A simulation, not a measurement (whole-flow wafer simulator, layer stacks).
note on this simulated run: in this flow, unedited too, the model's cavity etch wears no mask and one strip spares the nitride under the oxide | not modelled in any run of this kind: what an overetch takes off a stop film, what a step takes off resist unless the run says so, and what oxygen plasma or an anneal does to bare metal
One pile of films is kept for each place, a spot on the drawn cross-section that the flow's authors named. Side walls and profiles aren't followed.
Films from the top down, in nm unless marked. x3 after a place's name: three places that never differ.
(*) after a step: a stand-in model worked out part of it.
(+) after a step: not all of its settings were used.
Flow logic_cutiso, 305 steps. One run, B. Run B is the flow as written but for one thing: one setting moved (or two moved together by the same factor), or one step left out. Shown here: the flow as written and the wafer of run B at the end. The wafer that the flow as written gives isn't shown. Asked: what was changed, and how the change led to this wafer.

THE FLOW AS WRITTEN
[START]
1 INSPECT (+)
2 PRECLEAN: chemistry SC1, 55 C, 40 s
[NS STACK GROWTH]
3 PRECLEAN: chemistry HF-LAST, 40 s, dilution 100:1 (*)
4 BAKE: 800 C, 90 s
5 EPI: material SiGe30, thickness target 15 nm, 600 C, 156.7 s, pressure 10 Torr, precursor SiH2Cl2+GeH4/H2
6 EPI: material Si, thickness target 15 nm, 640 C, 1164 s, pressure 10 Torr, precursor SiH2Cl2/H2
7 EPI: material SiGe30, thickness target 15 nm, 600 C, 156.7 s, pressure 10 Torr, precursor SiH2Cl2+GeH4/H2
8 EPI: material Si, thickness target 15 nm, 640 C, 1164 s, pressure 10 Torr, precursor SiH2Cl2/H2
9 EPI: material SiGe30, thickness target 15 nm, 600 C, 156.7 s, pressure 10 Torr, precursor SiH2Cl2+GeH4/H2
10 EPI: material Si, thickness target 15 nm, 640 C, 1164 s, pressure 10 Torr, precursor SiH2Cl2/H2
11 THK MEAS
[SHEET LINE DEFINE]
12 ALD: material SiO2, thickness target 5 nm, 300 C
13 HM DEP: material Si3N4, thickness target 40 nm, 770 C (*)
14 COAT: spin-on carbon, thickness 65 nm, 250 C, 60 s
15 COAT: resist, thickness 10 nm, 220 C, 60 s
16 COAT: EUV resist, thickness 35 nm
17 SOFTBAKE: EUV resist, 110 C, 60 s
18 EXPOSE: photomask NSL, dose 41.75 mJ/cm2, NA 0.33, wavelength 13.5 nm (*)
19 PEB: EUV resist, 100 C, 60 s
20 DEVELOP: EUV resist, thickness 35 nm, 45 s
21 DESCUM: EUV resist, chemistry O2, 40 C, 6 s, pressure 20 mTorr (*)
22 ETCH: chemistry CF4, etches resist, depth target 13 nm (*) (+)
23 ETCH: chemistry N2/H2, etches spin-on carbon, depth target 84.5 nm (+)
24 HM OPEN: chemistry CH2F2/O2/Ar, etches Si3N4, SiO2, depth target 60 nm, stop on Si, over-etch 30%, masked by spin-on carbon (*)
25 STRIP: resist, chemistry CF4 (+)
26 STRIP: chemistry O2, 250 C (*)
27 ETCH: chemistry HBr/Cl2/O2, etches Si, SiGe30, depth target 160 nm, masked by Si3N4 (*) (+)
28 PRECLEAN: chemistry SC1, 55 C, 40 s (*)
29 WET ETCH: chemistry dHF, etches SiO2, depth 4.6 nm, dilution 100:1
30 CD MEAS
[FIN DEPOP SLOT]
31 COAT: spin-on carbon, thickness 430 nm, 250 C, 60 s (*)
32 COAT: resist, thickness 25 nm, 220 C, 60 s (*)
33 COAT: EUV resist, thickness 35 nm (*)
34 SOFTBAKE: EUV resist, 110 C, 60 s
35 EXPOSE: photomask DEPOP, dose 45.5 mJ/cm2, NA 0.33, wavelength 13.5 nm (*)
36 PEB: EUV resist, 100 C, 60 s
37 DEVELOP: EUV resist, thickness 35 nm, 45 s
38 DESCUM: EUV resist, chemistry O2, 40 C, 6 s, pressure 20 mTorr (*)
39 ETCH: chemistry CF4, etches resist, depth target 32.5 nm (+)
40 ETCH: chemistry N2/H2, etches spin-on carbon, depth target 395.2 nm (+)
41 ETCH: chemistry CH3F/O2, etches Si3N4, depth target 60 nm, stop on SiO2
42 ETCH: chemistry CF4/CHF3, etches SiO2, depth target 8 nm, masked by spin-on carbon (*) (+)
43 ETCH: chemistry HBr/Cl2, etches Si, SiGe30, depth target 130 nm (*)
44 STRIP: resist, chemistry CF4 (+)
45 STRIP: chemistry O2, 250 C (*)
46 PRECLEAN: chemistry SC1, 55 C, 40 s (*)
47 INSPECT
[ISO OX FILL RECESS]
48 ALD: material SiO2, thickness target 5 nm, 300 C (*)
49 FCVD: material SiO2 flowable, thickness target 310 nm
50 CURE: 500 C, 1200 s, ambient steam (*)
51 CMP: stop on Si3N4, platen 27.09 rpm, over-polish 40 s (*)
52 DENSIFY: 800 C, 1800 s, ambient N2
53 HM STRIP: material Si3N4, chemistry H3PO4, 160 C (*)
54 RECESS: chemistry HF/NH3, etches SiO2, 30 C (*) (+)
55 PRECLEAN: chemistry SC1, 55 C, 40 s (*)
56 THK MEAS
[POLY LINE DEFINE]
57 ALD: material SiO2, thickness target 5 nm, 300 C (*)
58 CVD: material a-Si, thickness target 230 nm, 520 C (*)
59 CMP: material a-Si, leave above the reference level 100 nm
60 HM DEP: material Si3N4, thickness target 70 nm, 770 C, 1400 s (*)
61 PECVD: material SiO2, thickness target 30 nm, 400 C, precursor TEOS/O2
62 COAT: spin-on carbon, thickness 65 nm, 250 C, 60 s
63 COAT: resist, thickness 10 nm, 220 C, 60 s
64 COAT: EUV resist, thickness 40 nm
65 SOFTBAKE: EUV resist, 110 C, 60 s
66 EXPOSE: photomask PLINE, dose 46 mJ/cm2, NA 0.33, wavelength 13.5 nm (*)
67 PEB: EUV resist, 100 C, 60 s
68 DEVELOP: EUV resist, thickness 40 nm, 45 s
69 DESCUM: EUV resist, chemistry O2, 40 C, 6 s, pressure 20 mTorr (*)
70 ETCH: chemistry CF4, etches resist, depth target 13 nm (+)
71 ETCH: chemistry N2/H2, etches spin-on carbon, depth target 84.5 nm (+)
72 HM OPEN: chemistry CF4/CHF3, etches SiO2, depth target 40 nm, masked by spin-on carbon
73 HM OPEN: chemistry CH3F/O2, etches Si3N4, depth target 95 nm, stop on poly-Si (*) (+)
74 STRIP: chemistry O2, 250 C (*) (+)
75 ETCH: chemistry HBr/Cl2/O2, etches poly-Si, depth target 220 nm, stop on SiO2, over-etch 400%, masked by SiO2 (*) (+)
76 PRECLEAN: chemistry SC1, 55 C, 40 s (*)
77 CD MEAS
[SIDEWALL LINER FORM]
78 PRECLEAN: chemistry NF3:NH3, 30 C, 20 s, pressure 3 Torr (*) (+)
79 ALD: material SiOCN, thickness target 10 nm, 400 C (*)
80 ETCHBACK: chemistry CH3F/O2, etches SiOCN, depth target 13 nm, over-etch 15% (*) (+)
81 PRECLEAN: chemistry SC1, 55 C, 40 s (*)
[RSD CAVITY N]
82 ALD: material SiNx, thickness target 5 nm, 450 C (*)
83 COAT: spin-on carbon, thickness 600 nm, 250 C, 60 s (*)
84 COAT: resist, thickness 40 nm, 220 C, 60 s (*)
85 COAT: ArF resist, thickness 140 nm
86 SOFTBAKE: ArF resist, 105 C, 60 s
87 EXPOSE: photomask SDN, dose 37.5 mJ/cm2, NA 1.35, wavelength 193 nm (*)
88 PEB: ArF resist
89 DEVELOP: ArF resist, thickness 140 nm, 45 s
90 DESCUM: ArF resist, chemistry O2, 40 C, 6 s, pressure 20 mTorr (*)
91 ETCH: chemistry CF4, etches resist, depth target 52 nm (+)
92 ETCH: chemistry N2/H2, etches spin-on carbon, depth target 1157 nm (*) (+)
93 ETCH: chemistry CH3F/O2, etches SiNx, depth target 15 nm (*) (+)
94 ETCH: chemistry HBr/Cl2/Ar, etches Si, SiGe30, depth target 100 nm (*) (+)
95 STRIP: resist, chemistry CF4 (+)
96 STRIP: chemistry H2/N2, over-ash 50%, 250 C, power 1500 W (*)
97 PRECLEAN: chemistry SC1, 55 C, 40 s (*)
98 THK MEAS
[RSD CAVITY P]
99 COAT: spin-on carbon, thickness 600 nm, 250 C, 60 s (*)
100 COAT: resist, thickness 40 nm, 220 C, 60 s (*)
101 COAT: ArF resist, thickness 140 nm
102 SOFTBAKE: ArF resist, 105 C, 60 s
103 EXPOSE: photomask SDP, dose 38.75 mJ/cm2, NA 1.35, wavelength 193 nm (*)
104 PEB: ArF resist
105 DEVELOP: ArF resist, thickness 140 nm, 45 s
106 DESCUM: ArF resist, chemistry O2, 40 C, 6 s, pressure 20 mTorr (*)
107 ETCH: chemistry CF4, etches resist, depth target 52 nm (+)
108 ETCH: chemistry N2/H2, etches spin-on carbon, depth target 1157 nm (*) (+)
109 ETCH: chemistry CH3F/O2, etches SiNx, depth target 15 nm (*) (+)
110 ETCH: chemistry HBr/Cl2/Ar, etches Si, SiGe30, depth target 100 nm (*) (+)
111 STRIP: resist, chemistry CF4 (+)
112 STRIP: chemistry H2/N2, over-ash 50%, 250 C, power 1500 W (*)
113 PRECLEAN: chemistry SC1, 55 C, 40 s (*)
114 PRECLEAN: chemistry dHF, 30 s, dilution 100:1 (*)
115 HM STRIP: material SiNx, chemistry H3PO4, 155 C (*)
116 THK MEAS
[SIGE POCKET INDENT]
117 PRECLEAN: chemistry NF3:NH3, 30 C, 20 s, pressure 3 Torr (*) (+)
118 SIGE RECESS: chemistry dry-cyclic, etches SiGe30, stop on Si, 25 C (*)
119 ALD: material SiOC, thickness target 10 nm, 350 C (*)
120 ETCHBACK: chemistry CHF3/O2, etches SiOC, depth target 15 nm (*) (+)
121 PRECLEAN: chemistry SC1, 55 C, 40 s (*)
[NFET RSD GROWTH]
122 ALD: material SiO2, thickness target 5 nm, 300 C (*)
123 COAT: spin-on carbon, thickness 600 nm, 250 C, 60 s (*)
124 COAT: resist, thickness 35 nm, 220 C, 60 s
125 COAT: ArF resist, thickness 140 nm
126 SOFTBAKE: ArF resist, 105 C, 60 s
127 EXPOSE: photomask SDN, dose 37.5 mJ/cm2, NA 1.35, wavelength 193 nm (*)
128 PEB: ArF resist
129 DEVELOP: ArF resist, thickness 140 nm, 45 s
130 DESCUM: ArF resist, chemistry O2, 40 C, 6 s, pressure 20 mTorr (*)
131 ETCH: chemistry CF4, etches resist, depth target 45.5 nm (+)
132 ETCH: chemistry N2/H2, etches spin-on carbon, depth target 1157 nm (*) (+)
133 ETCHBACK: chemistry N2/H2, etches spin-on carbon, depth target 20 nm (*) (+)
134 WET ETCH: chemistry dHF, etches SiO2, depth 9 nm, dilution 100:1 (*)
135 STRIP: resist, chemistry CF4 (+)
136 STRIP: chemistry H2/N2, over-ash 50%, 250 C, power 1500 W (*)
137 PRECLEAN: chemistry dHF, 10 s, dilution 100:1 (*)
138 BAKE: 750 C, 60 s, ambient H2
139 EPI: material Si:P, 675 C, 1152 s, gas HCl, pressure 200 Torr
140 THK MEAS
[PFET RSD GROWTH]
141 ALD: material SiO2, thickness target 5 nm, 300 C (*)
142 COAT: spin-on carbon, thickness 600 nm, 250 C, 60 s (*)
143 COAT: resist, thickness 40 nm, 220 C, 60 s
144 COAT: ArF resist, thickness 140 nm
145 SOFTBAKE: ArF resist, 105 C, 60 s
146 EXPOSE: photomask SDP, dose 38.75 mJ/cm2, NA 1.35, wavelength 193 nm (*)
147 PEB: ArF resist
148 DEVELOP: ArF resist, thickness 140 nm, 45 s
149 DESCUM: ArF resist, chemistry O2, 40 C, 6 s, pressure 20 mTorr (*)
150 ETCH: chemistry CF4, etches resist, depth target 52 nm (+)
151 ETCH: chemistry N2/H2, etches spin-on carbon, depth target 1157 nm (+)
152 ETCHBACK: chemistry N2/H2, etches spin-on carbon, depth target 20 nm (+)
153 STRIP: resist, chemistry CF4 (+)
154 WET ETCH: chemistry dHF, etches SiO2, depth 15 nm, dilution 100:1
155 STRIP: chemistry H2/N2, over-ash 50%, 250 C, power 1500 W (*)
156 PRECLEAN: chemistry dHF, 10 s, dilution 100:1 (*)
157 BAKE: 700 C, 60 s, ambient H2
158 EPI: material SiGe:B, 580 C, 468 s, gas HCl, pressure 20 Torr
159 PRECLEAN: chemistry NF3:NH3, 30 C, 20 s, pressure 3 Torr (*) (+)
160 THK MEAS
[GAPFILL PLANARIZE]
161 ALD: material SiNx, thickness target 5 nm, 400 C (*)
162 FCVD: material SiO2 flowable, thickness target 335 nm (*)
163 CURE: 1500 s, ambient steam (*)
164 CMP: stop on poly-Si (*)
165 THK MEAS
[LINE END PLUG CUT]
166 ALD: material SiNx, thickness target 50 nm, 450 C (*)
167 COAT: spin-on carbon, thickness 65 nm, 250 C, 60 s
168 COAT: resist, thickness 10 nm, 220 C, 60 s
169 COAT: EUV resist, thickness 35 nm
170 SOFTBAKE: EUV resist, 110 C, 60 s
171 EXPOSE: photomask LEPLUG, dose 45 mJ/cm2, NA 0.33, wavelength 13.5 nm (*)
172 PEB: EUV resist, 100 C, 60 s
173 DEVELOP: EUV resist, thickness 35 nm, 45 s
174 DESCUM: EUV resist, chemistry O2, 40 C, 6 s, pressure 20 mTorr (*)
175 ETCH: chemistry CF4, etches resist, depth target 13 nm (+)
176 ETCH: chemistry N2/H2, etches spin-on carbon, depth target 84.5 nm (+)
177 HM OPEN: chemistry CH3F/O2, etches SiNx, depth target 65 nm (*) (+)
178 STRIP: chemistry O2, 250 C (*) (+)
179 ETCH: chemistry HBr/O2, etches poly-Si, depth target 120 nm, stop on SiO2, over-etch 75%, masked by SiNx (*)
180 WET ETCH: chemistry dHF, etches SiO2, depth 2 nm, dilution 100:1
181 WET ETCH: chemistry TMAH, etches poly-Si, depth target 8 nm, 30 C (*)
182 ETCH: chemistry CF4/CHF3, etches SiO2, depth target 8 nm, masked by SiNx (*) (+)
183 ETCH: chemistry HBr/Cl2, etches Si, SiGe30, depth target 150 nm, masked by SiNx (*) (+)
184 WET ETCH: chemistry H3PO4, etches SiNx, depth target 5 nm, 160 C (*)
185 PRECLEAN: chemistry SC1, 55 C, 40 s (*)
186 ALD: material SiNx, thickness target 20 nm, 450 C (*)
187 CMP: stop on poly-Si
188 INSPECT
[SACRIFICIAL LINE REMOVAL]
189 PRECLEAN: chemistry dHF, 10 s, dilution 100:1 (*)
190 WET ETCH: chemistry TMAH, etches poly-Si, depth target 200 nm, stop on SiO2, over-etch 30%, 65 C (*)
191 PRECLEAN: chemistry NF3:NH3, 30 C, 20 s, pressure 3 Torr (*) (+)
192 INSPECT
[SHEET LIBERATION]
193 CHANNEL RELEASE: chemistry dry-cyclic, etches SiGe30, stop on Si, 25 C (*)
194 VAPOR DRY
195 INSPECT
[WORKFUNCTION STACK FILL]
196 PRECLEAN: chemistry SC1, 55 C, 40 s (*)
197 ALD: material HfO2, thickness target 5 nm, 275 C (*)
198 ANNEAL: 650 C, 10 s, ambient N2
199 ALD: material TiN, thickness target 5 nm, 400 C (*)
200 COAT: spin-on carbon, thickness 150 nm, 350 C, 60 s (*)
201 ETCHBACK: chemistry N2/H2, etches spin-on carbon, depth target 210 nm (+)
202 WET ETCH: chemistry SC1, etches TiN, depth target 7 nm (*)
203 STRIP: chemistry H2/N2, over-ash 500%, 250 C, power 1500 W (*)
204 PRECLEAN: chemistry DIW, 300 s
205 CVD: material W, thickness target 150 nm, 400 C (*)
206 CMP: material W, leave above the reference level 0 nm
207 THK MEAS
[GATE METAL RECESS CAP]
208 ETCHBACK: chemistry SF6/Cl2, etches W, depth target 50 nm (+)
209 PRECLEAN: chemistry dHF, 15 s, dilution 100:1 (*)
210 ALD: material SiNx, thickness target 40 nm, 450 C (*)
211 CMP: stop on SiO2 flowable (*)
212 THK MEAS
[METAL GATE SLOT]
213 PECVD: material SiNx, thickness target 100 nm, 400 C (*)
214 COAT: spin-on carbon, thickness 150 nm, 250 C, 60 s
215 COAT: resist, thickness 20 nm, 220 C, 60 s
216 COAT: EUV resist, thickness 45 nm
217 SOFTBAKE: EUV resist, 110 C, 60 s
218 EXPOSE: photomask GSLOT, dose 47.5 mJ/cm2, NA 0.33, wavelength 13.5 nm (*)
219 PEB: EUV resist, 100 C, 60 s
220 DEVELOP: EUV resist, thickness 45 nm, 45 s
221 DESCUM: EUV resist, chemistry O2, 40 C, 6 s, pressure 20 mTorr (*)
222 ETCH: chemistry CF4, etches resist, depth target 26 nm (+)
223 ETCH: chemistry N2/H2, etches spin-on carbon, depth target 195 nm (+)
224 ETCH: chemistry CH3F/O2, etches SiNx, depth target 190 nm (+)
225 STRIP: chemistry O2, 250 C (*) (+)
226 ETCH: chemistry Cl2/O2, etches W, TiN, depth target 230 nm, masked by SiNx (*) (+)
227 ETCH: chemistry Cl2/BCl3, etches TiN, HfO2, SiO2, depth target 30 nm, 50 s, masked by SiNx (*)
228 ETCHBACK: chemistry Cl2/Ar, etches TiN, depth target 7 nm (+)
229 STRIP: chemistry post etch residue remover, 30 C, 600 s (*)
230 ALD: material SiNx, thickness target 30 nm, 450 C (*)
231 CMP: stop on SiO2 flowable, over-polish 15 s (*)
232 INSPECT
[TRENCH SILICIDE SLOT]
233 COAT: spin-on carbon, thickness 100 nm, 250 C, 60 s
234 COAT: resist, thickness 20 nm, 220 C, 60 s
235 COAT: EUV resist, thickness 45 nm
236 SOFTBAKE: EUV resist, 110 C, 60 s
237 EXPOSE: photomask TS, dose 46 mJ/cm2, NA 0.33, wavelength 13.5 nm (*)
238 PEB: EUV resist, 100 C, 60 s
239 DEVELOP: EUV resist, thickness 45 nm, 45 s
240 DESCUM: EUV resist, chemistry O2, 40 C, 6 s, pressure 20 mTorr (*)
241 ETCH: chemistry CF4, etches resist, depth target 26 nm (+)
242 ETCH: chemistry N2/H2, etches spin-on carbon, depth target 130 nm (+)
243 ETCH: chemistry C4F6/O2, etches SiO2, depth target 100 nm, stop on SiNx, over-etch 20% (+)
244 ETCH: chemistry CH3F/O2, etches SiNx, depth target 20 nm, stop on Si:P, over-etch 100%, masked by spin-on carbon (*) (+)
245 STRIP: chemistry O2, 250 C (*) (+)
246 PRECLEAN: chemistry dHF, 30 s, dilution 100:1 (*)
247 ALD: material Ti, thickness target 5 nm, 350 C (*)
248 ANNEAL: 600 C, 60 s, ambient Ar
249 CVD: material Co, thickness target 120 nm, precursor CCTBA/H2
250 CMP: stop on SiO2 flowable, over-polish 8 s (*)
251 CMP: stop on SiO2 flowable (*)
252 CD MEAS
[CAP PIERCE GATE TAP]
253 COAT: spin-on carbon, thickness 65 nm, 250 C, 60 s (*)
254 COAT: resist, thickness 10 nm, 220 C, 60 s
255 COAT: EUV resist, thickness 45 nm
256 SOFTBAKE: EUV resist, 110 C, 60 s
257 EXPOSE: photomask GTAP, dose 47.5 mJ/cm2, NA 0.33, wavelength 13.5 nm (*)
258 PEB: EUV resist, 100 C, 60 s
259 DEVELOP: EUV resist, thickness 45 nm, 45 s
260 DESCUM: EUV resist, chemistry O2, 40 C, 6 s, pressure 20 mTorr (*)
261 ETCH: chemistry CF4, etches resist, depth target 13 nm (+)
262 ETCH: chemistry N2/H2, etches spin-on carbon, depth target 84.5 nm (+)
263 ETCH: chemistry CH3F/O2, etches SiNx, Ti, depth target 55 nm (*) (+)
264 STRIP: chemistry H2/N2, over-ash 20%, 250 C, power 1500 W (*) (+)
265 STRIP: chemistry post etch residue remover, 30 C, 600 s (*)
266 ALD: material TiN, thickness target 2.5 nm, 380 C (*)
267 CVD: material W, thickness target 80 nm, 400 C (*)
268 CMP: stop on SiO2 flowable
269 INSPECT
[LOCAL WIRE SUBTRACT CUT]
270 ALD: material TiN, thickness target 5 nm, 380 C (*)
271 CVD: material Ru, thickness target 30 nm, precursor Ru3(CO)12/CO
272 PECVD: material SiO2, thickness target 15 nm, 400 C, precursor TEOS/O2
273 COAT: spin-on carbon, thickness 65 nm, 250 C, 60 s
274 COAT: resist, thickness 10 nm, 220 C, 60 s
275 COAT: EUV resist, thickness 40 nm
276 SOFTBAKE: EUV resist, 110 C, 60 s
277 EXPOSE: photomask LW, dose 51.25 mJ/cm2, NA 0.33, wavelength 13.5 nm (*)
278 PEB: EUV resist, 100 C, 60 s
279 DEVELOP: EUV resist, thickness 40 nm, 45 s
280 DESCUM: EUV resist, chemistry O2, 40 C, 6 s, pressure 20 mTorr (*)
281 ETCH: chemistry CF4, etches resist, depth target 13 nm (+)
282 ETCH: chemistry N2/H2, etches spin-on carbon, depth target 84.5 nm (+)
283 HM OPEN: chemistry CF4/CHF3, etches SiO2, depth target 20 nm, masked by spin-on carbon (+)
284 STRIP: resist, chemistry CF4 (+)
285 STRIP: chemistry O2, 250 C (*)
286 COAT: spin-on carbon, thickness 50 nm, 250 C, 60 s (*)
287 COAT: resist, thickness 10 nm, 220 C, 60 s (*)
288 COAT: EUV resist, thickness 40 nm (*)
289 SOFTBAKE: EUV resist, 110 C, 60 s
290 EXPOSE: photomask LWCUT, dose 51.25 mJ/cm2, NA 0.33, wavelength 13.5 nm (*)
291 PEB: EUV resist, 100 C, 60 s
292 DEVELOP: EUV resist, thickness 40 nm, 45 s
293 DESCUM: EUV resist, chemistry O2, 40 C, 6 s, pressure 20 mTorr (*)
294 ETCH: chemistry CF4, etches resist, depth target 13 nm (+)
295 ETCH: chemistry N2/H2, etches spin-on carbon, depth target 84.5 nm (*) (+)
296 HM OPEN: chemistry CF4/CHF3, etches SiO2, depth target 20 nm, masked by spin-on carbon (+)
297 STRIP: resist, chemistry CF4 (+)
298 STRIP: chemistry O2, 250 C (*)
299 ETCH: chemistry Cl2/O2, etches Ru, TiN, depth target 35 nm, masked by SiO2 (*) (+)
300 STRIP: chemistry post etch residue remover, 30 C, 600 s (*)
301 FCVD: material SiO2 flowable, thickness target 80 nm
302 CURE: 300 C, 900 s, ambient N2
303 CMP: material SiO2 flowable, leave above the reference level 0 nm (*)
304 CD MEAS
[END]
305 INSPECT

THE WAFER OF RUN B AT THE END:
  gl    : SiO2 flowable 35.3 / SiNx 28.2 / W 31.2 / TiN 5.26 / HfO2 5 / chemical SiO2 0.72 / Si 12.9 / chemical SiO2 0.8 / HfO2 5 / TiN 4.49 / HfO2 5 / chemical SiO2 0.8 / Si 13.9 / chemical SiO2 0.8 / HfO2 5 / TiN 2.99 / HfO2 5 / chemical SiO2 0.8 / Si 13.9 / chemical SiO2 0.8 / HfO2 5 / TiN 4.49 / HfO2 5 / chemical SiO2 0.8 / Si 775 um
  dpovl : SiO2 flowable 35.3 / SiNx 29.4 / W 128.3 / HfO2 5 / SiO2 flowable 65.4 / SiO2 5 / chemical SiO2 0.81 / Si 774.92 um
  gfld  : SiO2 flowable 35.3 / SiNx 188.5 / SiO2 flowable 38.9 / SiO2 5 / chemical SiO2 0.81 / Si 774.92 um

The cause: step 7, EPI: thickness target 13.5 nm was run, where the flow has thickness target 15 nm; step 7, EPI: 141 s was run, where the flow has 156.7 s.

How the change led to this, step by step:
  7 EPI: material SiGe30, thickness target 15 nm, 600 C, 156.7 s, pressure 10 Torr, precursor SiH2Cl2+GeH4/H2
      depop, dpovl, gfld and 19 more: SiGe30 +13.5 (new film) (as written it would be: SiGe30 +15 (new film))
  27 ETCH: chemistry HBr/Cl2/O2, etches Si, SiGe30, depth target 160 nm, masked by Si3N4 (*) (+)
      gfld, gxf, iso, lnri: chemical SiO2 -0.79 (all of it), Si -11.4 (all of it), SiGe30 -15 (all of it), Si -15 (all of it), SiGe30 -13.5 (all of it), Si -15 (all of it), SiGe30 -15 (all of it), Si -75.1 (as written it would be: chemical SiO2 -0.79 (all of it), Si -11.4 (all of it), SiGe30 -15 (all of it), Si -15 (all of it), SiGe30 -15 (all of it), Si -15 (all of it), SiGe30 -15 (all of it), Si -73.6)
      dpovl, nsgap: chemical SiO2 -0.79 (all of it), Si -11.8 (all of it), SiGe30 -15 (all of it), Si -15 (all of it), SiGe30 -13.5 (all of it), Si -15 (all of it), SiGe30 -15 (all of it), Si -74.7 (as written it would be: chemical SiO2 -0.79 (all of it), Si -11.8 (all of it), SiGe30 -15 (all of it), Si -15 (all of it), SiGe30 -15 (all of it), Si -15 (all of it), SiGe30 -15 (all of it), Si -73.2)
      (and at 1 more place)
  43 ETCH: chemistry HBr/Cl2, etches Si, SiGe30, depth target 130 nm (*)
      depop: Si -14 (all of it), SiGe30 -15 (all of it), Si -15 (all of it), SiGe30 -13.5 (all of it), Si -15 (all of it), SiGe30 -15 (all of it), Si -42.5 (as written it would be: Si -14 (all of it), SiGe30 -15 (all of it), Si -15 (all of it), SiGe30 -15 (all of it), Si -15 (all of it), SiGe30 -15 (all of it), Si -41)
  94 ETCH: chemistry HBr/Cl2/Ar, etches Si, SiGe30, depth target 100 nm (*) (+)
      rsdn, rsdx: chemical SiO2 -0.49 (all of it), Si -12.8 (all of it), SiGe30 -15 (all of it), Si -15 (all of it), SiGe30 -13.5 (all of it), Si -15 (all of it), SiGe30 -15 (all of it), Si -13.7 (as written it would be: chemical SiO2 -0.49 (all of it), Si -12.8 (all of it), SiGe30 -15 (all of it), Si -15 (all of it), SiGe30 -15 (all of it), Si -15 (all of it), SiGe30 -15 (all of it), Si -12.2)
  110 ETCH: chemistry HBr/Cl2/Ar, etches Si, SiGe30, depth target 100 nm (*) (+)
      rsdp, rsdw: chemical SiO2 -0.49 (all of it), Si -12.8 (all of it), SiGe30 -15 (all of it), Si -15 (all of it), SiGe30 -13.5 (all of it), Si -15 (all of it), SiGe30 -15 (all of it), Si -13.7 (as written it would be: chemical SiO2 -0.49 (all of it), Si -12.8 (all of it), SiGe30 -15 (all of it), Si -15 (all of it), SiGe30 -15 (all of it), Si -15 (all of it), SiGe30 -15 (all of it), Si -12.2)
  118 SIGE RECESS: chemistry dry-cyclic, etches SiGe30, stop on Si, 25 C (*)
      lnr, lnrp, lnrt: SiOCN -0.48, Si -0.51, cavity +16 (new film), SiGe30 -15 (all of it), Si -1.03, cavity +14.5 (new film), SiGe30 -13.5 (all of it), Si -1.03, cavity +16 (new film), SiGe30 -15 (all of it), Si -0.51 (as written it would be: SiOCN -0.48, Si -0.51, cavity +16 (new film), SiGe30 -15 (all of it), Si -1.03, cavity +16 (new film), SiGe30 -15 (all of it), Si -1.03, cavity +16 (new film), SiGe30 -15 (all of it), Si -0.51)
  119 ALD: material SiOC, thickness target 10 nm, 350 C (*)
      lnr, lnrp, lnrt: SiOC +10 (new film), SiOC +16 (new film), cavity -16 (all of it), SiOC +14.5 (new film), cavity -14.5 (all of it), SiOC +16 (new film), cavity -16 (all of it) (as written it would be: SiOC +10 (new film), SiOC +16 (new film), cavity -16 (all of it), SiOC +16 (new film), cavity -16 (all of it), SiOC +16 (new film), cavity -16 (all of it))
  183 ETCH: chemistry HBr/Cl2, etches Si, SiGe30, depth target 150 nm, masked by SiNx (*) (+)
      plug: Si -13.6 (all of it), SiGe30 -15 (all of it), Si -15 (all of it), SiGe30 -13.5 (all of it), Si -15 (all of it), SiGe30 -15 (all of it), Si -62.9 (as written it would be: Si -13.6 (all of it), SiGe30 -15 (all of it), Si -15 (all of it), SiGe30 -15 (all of it), Si -15 (all of it), SiGe30 -15 (all of it), Si -61.4)
  193 CHANNEL RELEASE: chemistry dry-cyclic, etches SiGe30, stop on Si, 25 C (*)
      gl, glp, gxn, gxp, ns, tap: chemical SiO2 +0.8 (new film), Si -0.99, chemical SiO2 +0.8 (new film), cavity +14.5 (new film), chemical SiO2 +0.8 (new film), SiGe30 -15 (all of it), Si -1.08, chemical SiO2 +0.8 (new film), cavity +13 (new film), chemical SiO2 +0.8 (new film), SiGe30 -13.5 (all of it), Si -1.08, chemical SiO2 +0.8 (new film), cavity +14.5 (new film), chemical SiO2 +0.8 (new film), SiGe30 -15 (all of it), Si -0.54 (as written it would be: chemical SiO2 +0.8 (new film), Si -0.99, chemical SiO2 +0.8 (new film), cavity +14.5 (new film), chemical SiO2 +0.8 (new film), SiGe30 -15 (all of it), Si -1.08, chemical SiO2 +0.8 (new film), cavity +14.5 (new film), chemical SiO2 +0.8 (new film), SiGe30 -15 (all of it), Si -1.08, chemical SiO2 +0.8 (new film), cavity +14.5 (new film), chemical SiO2 +0.8 (new film), SiGe30 -15 (all of it), Si -0.54)
  199 ALD: material TiN, thickness target 5 nm, 400 C (*)
      gl, glp, tap: TiN +5.26 (new film), TiN +4.49 (new film), cavity -4.49 (all of it), TiN +2.99 (new film), cavity -2.99 (all of it), TiN +4.49 (new film), cavity -4.49 (all of it) (as written it would be: TiN +5.26 (new film), TiN +4.49 (new film), cavity -4.49 (all of it), TiN +4.49 (new film), cavity -4.49 (all of it), TiN +4.49 (new film), cavity -4.49 (all of it))
      gxn, gxp, ns: TiN +5 (new film), TiN +4.49 (new film), cavity -4.49 (all of it), TiN +2.99 (new film), cavity -2.99 (all of it), TiN +4.49 (new film), cavity -4.49 (all of it) (as written it would be: TiN +5 (new film), TiN +4.49 (new film), cavity -4.49 (all of it), TiN +4.49 (new film), cavity -4.49 (all of it), TiN +4.49 (new film), cavity -4.49 (all of it))
